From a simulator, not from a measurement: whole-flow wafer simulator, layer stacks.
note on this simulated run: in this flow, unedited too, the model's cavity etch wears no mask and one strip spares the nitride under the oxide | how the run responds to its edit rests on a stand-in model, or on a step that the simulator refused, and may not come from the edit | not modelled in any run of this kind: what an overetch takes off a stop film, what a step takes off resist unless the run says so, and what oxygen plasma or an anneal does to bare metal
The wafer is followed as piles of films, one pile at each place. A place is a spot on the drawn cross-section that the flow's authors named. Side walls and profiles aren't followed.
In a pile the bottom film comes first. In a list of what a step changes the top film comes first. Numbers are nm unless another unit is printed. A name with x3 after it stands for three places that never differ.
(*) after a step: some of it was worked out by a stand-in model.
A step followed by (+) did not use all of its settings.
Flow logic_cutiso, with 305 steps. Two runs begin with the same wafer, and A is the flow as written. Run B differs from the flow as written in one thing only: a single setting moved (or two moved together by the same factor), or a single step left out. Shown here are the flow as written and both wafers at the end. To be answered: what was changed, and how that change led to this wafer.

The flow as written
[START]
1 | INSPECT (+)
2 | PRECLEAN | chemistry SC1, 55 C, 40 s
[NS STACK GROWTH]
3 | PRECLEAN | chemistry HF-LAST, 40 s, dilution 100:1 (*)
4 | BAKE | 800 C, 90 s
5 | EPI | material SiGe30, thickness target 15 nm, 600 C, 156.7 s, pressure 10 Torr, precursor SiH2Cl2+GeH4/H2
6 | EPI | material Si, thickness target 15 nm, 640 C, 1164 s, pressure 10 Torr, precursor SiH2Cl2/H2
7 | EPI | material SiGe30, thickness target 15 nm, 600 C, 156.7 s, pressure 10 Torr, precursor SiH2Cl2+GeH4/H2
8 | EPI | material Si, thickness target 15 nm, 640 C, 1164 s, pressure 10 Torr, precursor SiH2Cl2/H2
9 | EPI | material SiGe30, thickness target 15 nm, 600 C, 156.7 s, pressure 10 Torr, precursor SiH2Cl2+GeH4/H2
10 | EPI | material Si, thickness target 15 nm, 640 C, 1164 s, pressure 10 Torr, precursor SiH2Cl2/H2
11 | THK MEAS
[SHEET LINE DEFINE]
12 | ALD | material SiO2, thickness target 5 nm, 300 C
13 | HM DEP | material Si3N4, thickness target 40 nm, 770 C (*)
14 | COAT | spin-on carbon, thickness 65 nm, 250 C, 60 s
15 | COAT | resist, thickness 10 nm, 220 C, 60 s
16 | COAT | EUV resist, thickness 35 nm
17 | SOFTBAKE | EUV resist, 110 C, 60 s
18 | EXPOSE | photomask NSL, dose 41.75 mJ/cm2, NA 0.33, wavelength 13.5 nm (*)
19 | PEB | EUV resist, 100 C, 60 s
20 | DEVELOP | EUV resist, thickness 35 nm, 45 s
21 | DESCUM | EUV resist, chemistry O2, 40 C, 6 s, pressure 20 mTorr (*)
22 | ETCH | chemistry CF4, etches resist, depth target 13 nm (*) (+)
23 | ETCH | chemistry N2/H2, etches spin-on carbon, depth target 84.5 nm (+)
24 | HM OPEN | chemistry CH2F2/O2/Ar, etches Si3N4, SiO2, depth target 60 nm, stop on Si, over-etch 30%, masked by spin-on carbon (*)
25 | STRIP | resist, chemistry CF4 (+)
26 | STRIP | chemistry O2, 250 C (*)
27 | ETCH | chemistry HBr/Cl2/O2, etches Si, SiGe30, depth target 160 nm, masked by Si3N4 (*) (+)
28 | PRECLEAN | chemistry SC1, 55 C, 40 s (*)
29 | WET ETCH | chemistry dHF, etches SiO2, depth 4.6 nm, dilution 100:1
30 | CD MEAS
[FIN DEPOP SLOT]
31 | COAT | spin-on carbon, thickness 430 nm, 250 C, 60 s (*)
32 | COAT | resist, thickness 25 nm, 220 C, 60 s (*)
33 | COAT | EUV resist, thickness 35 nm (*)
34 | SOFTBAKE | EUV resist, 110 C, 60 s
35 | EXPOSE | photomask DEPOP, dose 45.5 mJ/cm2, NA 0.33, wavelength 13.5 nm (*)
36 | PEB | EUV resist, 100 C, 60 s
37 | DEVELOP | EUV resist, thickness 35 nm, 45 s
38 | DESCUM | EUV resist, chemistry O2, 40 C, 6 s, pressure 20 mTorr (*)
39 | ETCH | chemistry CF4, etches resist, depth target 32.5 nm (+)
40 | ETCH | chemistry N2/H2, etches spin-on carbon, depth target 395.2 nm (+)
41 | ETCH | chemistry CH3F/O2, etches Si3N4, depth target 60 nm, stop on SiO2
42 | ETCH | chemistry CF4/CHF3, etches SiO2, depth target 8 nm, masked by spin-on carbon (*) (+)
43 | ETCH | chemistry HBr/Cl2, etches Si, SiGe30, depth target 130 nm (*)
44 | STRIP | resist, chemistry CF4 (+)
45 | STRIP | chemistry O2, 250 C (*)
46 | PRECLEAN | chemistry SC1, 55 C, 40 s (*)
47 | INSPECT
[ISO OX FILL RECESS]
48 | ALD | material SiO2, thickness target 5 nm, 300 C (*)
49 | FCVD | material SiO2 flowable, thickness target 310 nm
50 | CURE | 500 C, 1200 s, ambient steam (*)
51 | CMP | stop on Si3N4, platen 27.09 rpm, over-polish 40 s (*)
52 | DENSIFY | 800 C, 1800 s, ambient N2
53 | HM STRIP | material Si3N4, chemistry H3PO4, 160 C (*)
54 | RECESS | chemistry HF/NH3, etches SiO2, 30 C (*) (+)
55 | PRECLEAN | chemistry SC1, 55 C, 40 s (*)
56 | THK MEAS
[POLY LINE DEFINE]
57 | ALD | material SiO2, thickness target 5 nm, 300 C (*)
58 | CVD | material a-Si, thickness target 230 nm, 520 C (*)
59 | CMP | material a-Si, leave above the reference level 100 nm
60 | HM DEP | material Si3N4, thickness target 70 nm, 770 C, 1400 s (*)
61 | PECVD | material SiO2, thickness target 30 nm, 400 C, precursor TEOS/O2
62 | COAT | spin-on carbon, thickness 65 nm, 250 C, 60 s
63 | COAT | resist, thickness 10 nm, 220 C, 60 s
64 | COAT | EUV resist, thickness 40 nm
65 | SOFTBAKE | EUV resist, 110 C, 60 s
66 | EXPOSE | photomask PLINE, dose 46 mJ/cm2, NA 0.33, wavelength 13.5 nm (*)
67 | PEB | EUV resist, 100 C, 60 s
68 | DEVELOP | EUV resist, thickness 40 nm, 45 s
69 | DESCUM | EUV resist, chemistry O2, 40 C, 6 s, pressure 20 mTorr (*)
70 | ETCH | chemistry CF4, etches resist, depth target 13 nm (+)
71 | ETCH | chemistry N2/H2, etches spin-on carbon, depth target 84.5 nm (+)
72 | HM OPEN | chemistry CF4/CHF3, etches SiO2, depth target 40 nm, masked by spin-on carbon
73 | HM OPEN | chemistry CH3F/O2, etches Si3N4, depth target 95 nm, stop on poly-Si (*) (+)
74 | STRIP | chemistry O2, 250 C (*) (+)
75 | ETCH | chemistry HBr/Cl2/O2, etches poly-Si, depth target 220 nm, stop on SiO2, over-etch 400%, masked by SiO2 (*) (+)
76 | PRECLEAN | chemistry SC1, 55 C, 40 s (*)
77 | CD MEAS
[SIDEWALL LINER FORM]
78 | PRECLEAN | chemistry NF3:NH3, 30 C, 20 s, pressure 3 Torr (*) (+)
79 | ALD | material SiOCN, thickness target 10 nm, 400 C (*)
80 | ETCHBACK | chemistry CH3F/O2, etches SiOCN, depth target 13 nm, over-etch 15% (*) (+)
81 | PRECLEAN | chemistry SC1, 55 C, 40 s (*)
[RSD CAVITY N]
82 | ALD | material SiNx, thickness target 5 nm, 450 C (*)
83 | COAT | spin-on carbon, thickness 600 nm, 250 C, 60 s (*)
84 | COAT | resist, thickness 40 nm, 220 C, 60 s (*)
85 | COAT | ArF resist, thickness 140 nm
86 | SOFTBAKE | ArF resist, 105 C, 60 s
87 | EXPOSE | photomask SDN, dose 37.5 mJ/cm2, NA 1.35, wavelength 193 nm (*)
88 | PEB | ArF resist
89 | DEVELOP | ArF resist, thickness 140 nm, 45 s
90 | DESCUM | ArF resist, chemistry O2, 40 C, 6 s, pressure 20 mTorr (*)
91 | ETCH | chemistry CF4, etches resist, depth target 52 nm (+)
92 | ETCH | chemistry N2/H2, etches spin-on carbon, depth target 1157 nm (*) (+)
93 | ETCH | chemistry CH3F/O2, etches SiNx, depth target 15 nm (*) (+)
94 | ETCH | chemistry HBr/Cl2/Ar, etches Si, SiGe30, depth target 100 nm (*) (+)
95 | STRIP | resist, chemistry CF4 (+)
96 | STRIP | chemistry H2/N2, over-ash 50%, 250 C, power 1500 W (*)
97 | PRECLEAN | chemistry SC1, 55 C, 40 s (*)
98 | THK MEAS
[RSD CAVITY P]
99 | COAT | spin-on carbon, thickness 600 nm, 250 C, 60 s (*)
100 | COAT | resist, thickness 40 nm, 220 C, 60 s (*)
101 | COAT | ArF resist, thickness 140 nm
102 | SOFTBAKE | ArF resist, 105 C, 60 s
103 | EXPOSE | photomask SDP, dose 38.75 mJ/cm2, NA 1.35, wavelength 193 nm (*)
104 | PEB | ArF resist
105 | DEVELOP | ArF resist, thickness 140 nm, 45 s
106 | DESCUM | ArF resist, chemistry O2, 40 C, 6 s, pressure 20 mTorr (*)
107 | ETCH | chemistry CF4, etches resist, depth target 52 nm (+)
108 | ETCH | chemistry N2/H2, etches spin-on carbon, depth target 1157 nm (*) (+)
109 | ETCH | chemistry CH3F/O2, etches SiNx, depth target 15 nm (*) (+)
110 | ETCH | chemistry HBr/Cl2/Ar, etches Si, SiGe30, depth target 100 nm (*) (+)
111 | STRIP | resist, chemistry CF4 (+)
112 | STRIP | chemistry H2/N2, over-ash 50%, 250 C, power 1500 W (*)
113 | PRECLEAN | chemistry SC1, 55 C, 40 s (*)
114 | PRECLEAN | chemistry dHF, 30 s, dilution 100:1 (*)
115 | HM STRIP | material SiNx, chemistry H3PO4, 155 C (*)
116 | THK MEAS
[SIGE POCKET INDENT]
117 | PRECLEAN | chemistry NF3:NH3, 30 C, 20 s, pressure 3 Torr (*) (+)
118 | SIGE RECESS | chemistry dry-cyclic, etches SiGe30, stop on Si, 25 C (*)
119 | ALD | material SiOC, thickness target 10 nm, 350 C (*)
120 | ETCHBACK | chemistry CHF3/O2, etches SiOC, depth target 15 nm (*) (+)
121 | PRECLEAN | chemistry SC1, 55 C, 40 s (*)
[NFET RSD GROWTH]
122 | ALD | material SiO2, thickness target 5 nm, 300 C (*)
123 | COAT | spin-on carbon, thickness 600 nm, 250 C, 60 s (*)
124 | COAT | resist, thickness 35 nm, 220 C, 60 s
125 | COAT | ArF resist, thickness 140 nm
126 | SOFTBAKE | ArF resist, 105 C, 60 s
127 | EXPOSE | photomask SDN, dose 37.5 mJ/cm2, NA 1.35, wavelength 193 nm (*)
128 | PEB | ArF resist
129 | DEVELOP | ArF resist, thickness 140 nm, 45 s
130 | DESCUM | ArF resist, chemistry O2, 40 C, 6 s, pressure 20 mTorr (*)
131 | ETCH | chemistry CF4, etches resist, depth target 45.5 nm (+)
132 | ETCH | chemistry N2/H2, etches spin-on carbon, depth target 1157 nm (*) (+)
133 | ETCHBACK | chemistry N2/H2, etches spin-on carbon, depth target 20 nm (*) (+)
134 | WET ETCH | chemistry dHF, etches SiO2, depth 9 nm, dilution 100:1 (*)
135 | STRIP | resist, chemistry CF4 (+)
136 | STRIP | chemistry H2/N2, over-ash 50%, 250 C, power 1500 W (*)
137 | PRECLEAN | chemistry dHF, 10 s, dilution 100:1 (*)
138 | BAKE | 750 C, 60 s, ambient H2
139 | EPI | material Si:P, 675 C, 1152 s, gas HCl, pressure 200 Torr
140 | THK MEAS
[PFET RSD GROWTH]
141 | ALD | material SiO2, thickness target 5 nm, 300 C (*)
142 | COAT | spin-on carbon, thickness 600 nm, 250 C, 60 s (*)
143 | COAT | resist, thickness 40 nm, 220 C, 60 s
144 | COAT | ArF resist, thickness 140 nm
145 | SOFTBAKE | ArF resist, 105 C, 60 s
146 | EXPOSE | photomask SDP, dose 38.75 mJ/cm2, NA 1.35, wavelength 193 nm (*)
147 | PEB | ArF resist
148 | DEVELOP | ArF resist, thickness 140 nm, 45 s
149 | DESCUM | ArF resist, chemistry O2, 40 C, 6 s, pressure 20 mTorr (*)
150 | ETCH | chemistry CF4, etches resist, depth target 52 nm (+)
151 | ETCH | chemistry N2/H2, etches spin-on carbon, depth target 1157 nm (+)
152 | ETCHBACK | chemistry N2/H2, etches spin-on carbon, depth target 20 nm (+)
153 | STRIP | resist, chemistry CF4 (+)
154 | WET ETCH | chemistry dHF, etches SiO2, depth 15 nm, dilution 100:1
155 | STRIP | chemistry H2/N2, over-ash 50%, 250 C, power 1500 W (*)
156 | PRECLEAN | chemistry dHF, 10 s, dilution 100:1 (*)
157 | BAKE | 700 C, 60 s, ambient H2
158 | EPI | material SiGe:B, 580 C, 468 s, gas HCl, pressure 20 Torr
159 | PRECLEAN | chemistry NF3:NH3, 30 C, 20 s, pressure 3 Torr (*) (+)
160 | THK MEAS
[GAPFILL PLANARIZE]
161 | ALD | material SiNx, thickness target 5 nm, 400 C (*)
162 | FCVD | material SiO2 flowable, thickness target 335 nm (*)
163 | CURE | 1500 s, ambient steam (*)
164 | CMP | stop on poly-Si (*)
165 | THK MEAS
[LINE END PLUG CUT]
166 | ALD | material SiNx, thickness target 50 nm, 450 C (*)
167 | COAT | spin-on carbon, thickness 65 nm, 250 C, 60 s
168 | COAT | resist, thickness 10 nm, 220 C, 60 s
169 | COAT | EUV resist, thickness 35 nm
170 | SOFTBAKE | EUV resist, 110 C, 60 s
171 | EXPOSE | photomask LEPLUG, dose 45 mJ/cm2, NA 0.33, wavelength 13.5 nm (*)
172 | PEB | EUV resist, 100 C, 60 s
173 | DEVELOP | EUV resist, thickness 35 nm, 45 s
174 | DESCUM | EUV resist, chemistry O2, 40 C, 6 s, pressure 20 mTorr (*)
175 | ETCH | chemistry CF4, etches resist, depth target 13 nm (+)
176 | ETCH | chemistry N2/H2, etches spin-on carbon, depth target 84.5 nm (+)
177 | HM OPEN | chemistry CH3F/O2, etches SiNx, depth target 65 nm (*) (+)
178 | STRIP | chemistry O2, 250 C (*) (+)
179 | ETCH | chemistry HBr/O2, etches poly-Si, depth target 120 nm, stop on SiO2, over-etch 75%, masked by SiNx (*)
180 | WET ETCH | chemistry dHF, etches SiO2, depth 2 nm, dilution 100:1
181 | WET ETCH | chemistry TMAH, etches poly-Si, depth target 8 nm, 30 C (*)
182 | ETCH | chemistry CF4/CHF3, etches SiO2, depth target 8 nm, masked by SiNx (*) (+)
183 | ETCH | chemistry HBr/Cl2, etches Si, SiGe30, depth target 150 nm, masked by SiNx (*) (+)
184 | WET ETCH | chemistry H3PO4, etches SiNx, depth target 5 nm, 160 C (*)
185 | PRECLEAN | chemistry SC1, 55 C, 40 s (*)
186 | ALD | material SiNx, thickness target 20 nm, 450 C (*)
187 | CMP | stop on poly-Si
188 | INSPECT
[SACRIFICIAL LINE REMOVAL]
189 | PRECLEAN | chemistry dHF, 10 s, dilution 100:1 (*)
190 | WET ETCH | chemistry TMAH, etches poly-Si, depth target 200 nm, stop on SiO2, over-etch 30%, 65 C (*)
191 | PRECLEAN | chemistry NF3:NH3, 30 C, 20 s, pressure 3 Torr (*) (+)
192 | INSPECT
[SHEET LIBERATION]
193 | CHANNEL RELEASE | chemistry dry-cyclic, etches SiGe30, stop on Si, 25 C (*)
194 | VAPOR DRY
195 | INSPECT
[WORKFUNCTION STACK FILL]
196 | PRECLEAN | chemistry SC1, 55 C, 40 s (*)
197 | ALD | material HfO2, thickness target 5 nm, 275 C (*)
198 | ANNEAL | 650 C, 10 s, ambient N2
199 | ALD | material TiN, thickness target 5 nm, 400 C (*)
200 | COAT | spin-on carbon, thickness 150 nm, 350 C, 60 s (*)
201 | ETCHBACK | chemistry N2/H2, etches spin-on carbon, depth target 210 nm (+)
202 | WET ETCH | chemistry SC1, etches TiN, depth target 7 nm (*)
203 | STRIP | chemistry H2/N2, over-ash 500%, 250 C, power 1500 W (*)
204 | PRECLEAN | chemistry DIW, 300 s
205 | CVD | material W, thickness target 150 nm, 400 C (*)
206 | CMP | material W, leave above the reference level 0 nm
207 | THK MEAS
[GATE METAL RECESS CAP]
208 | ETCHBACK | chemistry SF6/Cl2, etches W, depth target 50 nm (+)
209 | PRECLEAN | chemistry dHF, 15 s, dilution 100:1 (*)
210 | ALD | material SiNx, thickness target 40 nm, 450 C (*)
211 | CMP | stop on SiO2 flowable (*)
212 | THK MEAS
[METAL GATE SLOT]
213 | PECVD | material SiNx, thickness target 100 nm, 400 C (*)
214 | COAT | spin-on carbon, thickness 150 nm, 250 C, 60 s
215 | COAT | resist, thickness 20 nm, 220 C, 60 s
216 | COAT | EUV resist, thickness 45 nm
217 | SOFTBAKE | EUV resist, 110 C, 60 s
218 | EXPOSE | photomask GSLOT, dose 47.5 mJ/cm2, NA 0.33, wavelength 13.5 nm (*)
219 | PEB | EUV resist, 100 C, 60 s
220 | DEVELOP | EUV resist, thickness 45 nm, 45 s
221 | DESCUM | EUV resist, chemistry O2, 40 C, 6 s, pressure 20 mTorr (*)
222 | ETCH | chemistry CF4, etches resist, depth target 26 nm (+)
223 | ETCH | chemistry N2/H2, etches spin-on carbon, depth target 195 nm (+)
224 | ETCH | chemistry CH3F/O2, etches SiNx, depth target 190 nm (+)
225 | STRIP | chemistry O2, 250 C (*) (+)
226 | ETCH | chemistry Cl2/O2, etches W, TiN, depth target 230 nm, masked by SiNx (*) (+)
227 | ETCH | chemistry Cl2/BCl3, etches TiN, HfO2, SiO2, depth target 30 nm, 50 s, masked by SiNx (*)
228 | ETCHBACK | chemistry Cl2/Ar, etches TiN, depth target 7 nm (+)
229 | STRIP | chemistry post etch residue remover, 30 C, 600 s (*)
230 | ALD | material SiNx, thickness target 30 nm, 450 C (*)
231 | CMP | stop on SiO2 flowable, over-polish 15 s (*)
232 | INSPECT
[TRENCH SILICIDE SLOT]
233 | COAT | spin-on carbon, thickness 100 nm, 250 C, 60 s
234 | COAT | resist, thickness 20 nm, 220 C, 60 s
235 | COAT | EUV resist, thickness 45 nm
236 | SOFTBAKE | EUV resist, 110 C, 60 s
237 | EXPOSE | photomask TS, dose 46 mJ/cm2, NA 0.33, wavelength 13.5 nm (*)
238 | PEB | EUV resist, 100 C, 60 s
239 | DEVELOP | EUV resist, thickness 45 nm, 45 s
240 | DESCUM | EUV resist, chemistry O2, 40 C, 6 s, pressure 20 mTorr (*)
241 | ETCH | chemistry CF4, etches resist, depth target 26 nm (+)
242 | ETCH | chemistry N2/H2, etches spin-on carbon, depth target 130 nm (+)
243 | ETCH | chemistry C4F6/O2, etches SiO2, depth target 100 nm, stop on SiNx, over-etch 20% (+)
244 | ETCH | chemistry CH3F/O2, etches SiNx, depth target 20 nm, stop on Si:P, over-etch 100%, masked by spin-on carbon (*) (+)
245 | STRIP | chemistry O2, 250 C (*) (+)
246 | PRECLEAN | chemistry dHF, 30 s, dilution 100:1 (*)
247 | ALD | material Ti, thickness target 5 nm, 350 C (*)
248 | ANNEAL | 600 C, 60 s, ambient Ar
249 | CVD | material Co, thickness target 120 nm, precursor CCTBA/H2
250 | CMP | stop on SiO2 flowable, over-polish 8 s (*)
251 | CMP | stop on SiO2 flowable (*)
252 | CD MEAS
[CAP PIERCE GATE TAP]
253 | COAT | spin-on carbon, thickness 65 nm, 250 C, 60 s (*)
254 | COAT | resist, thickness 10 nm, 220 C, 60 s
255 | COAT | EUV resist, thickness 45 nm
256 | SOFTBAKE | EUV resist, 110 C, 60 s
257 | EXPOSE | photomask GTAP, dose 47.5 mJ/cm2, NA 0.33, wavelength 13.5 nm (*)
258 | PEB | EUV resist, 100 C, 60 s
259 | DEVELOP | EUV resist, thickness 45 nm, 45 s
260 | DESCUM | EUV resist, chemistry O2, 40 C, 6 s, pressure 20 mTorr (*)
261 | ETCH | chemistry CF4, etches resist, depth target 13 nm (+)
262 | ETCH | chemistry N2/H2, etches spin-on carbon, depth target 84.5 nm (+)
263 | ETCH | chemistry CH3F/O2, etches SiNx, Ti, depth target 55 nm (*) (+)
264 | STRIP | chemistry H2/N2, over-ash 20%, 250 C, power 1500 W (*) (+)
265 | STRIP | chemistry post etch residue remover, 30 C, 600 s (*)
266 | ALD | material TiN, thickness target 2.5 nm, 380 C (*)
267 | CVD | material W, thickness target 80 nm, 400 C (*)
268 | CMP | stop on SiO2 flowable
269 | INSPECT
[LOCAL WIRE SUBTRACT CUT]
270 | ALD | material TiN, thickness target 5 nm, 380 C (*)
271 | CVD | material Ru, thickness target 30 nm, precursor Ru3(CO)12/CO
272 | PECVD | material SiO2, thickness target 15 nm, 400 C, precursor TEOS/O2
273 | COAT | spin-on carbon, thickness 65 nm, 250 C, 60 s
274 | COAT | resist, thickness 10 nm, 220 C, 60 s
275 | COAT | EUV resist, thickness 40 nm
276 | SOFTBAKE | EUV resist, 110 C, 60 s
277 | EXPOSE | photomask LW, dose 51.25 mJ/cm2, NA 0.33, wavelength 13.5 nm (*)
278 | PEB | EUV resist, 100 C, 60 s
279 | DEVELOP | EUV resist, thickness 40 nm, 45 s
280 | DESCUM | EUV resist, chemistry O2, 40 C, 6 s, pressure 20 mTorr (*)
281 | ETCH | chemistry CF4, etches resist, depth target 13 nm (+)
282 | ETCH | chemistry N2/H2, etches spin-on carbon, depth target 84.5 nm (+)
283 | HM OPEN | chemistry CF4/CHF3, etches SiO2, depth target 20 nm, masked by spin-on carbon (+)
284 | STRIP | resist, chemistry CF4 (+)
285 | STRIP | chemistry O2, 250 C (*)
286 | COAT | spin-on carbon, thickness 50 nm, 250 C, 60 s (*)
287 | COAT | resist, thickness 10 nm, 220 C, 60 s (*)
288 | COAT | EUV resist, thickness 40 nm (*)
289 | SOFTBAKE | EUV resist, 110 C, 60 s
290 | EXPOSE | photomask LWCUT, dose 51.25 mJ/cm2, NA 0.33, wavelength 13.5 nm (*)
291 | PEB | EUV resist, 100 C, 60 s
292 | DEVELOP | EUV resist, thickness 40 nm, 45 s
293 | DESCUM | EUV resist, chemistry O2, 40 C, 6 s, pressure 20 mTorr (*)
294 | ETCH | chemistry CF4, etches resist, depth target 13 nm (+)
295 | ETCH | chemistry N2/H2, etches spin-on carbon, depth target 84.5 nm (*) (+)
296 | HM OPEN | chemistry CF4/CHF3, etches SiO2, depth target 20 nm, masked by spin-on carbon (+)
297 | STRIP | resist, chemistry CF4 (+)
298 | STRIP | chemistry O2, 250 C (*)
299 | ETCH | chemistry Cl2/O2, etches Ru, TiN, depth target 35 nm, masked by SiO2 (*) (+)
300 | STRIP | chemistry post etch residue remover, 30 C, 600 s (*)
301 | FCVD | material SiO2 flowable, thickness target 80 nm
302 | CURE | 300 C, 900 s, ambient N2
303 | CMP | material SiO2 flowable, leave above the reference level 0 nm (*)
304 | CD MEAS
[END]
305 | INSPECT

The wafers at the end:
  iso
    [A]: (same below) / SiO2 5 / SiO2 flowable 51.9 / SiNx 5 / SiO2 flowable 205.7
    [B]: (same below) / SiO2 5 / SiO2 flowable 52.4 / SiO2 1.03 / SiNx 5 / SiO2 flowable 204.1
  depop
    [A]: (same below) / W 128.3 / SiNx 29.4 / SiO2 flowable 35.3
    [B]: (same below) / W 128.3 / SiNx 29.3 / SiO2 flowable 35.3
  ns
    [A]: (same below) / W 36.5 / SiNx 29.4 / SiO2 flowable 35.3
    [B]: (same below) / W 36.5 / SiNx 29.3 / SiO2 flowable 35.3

The reason: step 156, PRECLEAN: chemistry dHF, 10 s, dilution 100:1 (*), was not run.

The path from the change to this, step by step:
  159 | PRECLEAN | chemistry NF3:NH3, 30 C, 20 s, pressure 3 Torr (*) (+)
      iso: A -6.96 SiO2 (all of it), -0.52 SiO2 flowable | B -7.45 SiO2
      lnri: A -6.96 SiO2 (all of it), -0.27 SiOCN | B -7.45 SiO2
      (and at 6 other places as well)
  161 | ALD | material SiNx, thickness target 5 nm, 400 C (*)
      gxp: A +5 SiNx (new film) | B +7.06 SiNx (new film)
  164 | CMP | stop on poly-Si (*)
      lnri: A -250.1 SiO2 flowable (all of it), -5 SiNx (all of it), -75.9 SiOCN | B -252 SiO2 flowable (all of it), -5 SiNx (all of it), -1.03 SiO2 (all of it), -76.2 SiOCN
      depop, dpovl, isow, ns, nsgap: A -326.8 SiO2 flowable (all of it), -5 SiNx (all of it), -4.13 SiO2 (all of it), -70 Si3N4 (all of it) | B -326.8 SiO2 flowable (all of it), -5 SiNx (all of it), -5.63 SiO2 (all of it), -70 Si3N4 (all of it)
      (and at 5 other places as well)
